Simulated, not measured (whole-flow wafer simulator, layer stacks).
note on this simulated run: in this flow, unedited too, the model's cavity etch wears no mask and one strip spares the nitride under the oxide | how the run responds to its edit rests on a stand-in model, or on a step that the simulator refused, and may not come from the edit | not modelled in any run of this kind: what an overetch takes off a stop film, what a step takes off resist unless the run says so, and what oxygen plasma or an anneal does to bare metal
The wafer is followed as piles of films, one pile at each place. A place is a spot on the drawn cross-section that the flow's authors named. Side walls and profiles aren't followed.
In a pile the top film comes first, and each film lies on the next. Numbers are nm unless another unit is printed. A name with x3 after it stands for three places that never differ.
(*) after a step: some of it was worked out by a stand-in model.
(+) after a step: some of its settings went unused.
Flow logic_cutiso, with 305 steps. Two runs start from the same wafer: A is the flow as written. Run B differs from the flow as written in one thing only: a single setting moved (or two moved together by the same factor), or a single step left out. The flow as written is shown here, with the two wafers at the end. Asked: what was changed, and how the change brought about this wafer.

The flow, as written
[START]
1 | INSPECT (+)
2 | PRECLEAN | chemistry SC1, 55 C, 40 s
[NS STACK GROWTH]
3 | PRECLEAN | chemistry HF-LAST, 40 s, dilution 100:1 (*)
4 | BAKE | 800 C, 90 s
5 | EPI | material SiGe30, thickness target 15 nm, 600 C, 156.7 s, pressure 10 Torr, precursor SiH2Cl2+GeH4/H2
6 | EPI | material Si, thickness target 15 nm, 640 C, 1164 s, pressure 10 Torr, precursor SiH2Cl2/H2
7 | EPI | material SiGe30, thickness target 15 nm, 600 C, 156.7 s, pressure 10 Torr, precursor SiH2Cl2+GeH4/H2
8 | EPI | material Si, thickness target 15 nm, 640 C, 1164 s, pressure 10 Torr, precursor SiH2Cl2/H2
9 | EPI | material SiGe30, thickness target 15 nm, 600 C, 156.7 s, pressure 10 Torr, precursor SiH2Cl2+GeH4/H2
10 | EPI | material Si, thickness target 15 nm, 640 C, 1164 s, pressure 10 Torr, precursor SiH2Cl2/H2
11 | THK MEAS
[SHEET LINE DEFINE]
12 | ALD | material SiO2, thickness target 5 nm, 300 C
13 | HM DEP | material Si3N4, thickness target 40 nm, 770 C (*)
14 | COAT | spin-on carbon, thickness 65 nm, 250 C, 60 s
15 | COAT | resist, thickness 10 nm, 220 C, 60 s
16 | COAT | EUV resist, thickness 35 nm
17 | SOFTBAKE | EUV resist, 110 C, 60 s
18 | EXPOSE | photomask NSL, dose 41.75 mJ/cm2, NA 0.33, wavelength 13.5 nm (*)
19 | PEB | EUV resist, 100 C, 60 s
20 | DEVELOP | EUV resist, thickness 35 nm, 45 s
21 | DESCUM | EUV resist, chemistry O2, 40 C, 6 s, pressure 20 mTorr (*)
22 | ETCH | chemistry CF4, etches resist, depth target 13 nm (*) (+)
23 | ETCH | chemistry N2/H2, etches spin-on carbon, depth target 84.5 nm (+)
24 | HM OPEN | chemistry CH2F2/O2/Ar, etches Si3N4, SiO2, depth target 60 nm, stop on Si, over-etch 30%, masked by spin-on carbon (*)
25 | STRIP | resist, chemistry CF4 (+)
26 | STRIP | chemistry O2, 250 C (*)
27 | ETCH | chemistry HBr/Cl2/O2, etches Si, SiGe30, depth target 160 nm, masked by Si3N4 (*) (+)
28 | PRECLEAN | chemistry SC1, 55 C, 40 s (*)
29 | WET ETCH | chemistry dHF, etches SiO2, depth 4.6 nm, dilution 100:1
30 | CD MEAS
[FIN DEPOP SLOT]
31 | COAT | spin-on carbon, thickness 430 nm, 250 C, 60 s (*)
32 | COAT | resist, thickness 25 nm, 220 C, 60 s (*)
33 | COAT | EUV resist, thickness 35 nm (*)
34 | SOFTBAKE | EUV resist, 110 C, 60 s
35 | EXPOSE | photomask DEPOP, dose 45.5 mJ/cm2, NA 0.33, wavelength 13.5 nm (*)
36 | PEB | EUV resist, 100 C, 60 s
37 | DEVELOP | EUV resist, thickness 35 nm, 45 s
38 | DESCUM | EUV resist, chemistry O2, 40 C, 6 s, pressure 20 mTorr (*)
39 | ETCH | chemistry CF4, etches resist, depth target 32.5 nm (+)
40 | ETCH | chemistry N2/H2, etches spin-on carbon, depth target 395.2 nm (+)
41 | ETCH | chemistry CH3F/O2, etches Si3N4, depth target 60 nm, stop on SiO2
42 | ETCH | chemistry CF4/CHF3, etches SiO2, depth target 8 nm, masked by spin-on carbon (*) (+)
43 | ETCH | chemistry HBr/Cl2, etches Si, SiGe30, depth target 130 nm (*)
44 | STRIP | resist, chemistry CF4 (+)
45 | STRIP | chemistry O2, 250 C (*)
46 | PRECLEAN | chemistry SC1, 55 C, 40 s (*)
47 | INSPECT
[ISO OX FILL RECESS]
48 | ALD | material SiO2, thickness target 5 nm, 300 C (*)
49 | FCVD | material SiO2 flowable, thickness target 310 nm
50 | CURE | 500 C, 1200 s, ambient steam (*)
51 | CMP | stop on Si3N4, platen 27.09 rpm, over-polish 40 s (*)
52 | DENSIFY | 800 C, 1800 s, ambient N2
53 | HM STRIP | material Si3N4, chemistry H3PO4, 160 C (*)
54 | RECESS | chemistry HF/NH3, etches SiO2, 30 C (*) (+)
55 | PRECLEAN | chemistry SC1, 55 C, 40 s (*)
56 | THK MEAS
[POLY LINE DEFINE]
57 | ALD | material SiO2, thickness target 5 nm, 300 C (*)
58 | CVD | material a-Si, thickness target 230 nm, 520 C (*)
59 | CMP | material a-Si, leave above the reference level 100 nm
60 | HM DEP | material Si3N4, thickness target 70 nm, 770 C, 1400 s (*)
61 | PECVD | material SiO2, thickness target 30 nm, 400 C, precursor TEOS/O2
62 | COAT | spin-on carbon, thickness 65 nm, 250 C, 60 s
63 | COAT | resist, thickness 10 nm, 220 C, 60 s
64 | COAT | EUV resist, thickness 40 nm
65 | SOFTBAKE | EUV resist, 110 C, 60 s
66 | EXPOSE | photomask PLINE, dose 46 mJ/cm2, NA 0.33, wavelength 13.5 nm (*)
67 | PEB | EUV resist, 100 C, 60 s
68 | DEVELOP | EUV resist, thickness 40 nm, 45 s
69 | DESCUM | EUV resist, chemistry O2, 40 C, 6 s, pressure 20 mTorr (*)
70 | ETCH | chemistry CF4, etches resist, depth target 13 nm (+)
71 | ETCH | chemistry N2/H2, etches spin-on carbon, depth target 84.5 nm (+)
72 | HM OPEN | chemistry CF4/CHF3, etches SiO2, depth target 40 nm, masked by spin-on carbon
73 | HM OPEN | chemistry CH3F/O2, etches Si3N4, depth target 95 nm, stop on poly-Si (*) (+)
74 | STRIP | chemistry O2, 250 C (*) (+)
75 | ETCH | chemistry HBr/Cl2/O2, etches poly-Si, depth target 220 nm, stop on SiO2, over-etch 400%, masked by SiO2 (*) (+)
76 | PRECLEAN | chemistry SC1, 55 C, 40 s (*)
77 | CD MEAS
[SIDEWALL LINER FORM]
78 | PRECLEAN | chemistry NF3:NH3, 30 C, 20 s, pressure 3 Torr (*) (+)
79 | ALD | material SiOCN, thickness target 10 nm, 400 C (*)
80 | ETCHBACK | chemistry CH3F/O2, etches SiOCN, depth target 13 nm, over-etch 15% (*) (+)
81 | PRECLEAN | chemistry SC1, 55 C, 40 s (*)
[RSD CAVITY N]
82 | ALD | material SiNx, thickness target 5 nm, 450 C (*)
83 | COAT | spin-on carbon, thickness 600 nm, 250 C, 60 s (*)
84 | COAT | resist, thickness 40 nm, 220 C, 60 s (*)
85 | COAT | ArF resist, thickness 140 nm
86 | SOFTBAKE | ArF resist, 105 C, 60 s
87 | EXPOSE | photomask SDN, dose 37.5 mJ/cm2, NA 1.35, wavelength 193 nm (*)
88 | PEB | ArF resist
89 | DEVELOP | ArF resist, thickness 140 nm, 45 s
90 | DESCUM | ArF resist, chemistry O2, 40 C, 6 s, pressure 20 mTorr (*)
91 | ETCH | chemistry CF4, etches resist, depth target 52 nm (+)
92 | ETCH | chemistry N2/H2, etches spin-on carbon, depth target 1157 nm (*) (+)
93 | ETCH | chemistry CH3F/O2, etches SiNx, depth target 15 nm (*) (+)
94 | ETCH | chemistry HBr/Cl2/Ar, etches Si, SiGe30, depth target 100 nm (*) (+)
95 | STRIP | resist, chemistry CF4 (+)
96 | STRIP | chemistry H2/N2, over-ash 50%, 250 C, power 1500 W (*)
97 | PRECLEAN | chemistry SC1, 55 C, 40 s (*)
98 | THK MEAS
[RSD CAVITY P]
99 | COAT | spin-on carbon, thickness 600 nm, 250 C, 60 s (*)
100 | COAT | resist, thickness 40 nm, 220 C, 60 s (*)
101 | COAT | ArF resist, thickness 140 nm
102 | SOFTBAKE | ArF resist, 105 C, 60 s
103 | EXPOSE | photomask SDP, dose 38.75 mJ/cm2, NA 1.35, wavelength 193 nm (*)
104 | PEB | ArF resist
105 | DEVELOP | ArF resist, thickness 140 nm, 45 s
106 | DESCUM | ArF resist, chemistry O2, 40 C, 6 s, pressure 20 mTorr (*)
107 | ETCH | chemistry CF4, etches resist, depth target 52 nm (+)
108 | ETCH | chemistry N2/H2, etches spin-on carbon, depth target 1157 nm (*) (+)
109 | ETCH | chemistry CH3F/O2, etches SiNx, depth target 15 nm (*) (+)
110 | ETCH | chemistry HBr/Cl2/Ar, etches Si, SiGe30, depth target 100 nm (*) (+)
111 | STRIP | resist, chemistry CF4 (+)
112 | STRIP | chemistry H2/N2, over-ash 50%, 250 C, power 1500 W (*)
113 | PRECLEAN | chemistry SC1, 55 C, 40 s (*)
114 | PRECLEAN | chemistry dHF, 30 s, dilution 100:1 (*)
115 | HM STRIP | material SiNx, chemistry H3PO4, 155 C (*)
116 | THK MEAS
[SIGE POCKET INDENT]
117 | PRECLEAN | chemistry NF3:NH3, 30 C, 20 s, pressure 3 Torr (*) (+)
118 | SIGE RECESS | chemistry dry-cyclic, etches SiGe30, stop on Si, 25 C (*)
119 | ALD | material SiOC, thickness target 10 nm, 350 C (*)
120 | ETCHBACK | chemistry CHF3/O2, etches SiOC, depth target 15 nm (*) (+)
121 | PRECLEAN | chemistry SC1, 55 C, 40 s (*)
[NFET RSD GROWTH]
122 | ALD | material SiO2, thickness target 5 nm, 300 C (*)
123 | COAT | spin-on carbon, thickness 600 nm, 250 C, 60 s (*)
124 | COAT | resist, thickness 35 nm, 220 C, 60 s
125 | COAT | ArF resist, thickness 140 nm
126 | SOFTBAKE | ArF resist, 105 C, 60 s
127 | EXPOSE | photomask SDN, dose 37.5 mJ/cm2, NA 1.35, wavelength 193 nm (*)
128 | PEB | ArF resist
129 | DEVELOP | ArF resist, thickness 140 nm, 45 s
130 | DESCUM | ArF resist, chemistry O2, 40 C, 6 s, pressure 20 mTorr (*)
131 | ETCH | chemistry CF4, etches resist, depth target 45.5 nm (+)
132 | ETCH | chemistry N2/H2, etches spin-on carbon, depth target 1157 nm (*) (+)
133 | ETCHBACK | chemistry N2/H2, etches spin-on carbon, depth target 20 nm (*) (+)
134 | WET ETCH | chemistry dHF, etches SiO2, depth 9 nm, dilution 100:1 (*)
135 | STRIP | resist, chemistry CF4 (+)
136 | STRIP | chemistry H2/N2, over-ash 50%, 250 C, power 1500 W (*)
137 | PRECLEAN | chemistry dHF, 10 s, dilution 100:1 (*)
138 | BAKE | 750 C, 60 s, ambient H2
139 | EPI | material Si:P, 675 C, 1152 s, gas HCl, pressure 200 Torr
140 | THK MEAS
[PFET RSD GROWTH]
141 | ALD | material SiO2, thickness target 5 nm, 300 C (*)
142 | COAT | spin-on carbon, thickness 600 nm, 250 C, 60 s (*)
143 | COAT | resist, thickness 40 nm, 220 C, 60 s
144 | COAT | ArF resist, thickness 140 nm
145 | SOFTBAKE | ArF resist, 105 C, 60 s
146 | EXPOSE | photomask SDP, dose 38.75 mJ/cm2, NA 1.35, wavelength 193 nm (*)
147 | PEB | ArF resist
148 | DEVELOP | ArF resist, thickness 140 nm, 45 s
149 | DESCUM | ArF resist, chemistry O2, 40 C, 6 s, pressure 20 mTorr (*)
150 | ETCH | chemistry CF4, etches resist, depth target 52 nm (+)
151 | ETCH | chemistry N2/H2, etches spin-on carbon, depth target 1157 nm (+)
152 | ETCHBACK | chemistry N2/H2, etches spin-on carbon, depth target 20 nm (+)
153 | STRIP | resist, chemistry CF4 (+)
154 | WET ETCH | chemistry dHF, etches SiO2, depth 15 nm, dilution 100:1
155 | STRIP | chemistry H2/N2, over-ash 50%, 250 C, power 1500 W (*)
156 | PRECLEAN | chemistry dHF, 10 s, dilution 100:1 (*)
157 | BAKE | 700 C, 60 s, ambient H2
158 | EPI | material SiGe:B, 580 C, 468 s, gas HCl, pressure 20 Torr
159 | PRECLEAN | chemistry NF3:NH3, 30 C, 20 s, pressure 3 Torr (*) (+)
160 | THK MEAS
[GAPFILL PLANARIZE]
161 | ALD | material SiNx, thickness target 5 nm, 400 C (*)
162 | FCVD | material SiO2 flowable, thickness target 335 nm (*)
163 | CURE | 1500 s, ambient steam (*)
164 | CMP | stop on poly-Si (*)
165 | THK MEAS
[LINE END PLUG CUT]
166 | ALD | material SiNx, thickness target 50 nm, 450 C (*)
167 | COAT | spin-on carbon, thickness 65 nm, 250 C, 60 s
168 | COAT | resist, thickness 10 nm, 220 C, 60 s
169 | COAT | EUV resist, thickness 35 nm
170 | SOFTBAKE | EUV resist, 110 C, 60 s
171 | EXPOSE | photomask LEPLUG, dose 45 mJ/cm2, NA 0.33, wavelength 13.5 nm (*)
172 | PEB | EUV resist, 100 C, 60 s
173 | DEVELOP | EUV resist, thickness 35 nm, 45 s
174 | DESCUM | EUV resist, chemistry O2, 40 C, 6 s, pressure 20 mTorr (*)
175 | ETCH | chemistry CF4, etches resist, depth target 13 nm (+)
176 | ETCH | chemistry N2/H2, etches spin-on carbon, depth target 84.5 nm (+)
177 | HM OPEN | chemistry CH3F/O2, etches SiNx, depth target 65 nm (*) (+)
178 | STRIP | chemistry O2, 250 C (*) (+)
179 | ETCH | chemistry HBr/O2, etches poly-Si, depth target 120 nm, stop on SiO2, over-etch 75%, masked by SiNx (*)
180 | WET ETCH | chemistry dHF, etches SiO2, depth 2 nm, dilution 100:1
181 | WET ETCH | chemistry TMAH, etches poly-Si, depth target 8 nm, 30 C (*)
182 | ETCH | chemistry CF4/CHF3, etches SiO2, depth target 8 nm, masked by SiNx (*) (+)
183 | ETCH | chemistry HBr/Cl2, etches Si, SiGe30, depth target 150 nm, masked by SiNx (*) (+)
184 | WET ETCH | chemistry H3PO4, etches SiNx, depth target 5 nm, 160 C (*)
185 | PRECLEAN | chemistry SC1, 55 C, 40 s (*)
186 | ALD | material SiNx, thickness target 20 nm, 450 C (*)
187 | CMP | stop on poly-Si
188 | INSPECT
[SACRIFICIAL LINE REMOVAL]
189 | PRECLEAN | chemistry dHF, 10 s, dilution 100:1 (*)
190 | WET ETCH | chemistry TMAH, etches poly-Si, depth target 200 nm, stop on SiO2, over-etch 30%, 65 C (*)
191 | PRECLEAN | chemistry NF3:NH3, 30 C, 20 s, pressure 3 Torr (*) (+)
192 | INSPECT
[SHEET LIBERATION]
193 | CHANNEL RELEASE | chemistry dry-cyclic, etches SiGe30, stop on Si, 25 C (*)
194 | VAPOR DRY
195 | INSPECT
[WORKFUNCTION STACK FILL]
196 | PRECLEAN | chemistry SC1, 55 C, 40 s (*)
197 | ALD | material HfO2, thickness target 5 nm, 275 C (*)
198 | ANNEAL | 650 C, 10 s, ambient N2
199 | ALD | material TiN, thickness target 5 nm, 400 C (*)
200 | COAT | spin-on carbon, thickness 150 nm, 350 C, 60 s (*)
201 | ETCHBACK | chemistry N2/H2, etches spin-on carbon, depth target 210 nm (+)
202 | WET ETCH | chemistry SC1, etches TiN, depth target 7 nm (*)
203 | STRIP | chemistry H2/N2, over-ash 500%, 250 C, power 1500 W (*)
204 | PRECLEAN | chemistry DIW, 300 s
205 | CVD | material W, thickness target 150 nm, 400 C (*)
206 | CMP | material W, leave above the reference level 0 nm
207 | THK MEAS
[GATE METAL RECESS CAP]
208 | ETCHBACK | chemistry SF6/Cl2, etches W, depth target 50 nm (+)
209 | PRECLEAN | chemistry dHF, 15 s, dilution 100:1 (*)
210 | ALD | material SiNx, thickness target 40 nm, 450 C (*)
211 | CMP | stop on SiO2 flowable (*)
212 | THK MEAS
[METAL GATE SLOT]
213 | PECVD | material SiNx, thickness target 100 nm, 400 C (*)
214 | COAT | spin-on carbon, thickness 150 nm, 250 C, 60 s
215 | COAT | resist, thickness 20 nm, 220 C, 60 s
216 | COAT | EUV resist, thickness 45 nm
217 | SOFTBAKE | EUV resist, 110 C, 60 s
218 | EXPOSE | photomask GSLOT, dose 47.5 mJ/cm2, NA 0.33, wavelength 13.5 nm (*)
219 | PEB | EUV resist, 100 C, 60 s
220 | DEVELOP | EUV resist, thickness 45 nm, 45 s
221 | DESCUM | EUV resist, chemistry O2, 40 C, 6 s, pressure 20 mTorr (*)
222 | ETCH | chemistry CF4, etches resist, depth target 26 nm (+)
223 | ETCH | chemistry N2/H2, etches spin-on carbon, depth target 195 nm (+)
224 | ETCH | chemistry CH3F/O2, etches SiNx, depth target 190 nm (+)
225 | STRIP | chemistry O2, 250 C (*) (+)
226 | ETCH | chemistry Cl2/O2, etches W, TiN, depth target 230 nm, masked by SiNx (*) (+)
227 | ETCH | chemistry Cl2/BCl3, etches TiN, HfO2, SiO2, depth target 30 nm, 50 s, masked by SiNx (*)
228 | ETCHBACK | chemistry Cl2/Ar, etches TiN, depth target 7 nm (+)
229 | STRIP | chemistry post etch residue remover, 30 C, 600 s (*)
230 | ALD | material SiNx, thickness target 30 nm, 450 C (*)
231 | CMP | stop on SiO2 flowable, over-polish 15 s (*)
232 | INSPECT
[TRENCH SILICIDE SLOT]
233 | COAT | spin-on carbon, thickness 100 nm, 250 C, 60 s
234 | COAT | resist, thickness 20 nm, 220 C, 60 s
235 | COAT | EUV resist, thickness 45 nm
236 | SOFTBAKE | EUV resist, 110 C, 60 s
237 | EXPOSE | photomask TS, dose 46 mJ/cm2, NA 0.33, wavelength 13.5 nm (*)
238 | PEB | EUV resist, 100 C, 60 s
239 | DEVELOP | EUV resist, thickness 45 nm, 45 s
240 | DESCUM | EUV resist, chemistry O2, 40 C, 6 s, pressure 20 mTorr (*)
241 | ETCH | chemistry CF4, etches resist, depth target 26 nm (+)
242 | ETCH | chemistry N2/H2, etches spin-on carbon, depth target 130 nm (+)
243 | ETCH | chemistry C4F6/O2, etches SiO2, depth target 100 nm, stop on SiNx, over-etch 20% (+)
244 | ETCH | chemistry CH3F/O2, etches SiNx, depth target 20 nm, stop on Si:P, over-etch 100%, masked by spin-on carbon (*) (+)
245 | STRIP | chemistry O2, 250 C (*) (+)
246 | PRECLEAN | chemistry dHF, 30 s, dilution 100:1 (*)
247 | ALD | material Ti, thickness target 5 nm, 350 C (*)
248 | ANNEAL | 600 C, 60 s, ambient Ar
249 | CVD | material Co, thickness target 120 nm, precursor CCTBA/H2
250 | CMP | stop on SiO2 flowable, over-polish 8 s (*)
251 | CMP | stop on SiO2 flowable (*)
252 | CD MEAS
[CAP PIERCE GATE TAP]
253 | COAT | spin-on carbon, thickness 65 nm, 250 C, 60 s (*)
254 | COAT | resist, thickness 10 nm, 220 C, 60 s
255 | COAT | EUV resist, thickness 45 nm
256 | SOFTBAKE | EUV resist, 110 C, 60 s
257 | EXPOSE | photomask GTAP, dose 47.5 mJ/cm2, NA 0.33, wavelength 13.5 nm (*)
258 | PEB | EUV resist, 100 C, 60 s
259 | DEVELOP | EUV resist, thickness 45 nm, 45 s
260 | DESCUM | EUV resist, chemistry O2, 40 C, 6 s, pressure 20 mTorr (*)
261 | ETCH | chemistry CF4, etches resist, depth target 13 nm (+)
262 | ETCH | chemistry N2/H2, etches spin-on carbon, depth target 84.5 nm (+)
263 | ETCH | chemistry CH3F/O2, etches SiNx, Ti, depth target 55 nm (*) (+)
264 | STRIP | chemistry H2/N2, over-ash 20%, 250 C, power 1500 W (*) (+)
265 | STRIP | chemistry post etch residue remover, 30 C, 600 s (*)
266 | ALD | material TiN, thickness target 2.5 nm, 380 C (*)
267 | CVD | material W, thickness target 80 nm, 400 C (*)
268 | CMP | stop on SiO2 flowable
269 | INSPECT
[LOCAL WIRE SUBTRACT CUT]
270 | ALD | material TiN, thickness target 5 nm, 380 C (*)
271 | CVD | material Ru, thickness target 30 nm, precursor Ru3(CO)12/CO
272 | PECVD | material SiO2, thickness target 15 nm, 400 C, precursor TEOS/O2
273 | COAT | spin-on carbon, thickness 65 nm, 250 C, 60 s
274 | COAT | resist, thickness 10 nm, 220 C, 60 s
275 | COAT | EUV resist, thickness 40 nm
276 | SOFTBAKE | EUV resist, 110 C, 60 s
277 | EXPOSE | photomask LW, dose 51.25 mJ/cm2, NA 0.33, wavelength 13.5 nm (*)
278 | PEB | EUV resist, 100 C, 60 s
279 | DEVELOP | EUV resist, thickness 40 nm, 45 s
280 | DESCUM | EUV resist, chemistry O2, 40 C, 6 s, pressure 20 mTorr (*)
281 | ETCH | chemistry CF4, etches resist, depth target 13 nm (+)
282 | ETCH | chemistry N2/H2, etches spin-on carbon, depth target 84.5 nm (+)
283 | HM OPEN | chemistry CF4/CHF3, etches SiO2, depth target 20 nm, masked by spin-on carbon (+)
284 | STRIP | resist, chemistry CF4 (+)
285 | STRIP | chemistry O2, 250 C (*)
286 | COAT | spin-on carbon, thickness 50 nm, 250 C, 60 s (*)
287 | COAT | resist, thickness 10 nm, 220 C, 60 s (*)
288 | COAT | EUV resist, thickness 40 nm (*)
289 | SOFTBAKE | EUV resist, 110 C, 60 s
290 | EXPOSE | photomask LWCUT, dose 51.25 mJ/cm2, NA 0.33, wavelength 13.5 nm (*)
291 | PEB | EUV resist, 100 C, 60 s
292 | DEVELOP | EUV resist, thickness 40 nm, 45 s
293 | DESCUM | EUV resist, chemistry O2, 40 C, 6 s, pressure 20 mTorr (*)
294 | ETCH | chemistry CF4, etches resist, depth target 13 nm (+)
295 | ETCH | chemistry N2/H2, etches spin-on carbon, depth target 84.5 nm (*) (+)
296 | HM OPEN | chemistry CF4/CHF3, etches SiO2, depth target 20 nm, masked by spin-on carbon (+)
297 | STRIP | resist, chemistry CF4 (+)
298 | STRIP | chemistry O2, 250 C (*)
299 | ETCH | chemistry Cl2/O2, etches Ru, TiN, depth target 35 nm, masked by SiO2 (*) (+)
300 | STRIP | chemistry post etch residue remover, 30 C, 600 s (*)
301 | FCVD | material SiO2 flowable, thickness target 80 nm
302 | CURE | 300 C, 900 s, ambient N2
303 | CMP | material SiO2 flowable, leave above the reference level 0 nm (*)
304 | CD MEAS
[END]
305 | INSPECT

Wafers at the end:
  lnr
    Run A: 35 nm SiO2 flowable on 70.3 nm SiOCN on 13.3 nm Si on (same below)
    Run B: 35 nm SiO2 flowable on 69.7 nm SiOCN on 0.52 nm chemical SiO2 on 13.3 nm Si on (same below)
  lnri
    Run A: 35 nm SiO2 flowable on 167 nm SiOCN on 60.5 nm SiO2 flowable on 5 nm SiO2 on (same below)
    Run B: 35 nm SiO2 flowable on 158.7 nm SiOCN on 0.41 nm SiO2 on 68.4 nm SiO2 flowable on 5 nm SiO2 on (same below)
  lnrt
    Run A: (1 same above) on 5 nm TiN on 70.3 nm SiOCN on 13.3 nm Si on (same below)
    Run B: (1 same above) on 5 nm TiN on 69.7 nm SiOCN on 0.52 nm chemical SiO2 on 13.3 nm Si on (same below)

The reason: step 78, PRECLEAN: chemistry NF3:NH3, 30 C, 20 s, pressure 3 Torr (*) (+), was not run.

The path from the change to this, step by step:
  80 | ETCHBACK | chemistry CH3F/O2, etches SiOCN, depth target 13 nm, over-etch 15% (*) (+)
      rsdn, rsdp, rsdw, rsdx: A -10 SiOCN (all of it), -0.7 Si | B -10 SiOCN (all of it), -0.52 chemical SiO2 (all of it), -0.22 Si
      lnr, lnrp, lnrt: A +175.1 SiOCN | B +182.4 SiOCN
  119 | ALD | material SiOC, thickness target 10 nm, 350 C (*)
      gxn, gxp: A +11 SiOC (new film) | B +10 SiOC (new film)
  120 | ETCHBACK | chemistry CHF3/O2, etches SiOC, depth target 15 nm (*) (+)
      gl, tap: A -10 SiOC (all of it), -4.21 SiO2 (all of it), -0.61 Si3N4 | B -10 SiOC (all of it), -5 SiO2
      glp: A -10 SiOC (all of it), -4.25 SiO2 (all of it), -0.58 Si3N4 | B -10 SiOC (all of it), -5 SiO2
      (and at 2 other places as well)
  122 | ALD | material SiO2, thickness target 5 nm, 300 C (*)
      gl, glp, tap: A +5 SiO2 (new film) | B +5 SiO2
      gxn: A +6.76 SiO2 (new film) | B +10 SiO2
      (and at 1 other place as well)
  132 | ETCH | chemistry N2/H2, etches spin-on carbon, depth target 1157 nm (*) (+)
      gl, tap: A -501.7 spin-on carbon (all of it), -5 SiO2 (all of it), -0.5 Si3N4 | B -500.2 spin-on carbon (all of it), -6.16 SiO2
  133 | ETCHBACK | chemistry N2/H2, etches spin-on carbon, depth target 20 nm (*) (+)
      gl, tap: A -0.56 Si3N4 | B -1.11 SiO2
      gxn: A -0.7 SiO2 (all of it), -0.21 Si3N4 | B -1.11 SiO2
  134 | WET ETCH | chemistry dHF, etches SiO2, depth 9 nm, dilution 100:1 (*)
      gl, tap: A -0.34 Si3N4 | B -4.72 SiO2 (all of it), -0.13 Si3N4
      gxn: A -0.34 Si3N4 | B -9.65 SiO2 (all of it)
  141 | ALD | material SiO2, thickness target 5 nm, 300 C (*)
      gxn: A +10.1 SiO2 (new film) | B +13.7 SiO2 (new film)
  153 | STRIP | resist, chemistry CF4 (+)
      glp: A -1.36 SiO2 (all of it) | B -7.23 SiO2
      gxp: A -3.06 SiO2 (all of it) | B -6.15 SiO2
  154 | WET ETCH | chemistry dHF, etches SiO2, depth 15 nm, dilution 100:1
      glp: A nothing | B -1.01 SiO2 (all of it)
      gxp: A nothing | B -7.03 SiO2 (all of it)
  161 | ALD | material SiNx, thickness target 5 nm, 400 C (*)
      gxn: A +5 SiNx (new film) | B +8.46 SiNx (new film)
  164 | CMP | stop on poly-Si (*)
      depop, dpovl, isow, ns, nsgap: A -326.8 SiO2 flowable (all of it), -5 SiNx (all of it), -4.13 SiO2 (all of it), -70 Si3N4 (all of it) | B -326.8 SiO2 flowable (all of it), -5 SiNx (all of it), -12 SiO2 (all of it), -70 Si3N4 (all of it)
      gfld, gxf: A -251.9 SiO2 flowable (all of it), -5 SiNx (all of it), -4.13 SiO2 (all of it), -70 Si3N4 (all of it) | B -249.1 SiO2 flowable (all of it), -5 SiNx (all of it), -12 SiO2 (all of it), -70 Si3N4 (all of it)
      (and at 8 other places as well)
  197 | ALD | material HfO2, thickness target 5 nm, 275 C (*)
      gxf: A +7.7 HfO2 (new film) | B +5 HfO2 (new film)
  199 | ALD | material TiN, thickness target 5 nm, 400 C (*)
      gfld: A +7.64 TiN (new film) | B +5 TiN (new film)
  226 | ETCH | chemistry Cl2/O2, etches W, TiN, depth target 230 nm, masked by SiNx (*) (+)
      gfld: A -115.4 W (all of it), -7.64 TiN (all of it), -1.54 HfO2 | B -118.1 W (all of it), -5 TiN (all of it), -1.54 HfO2
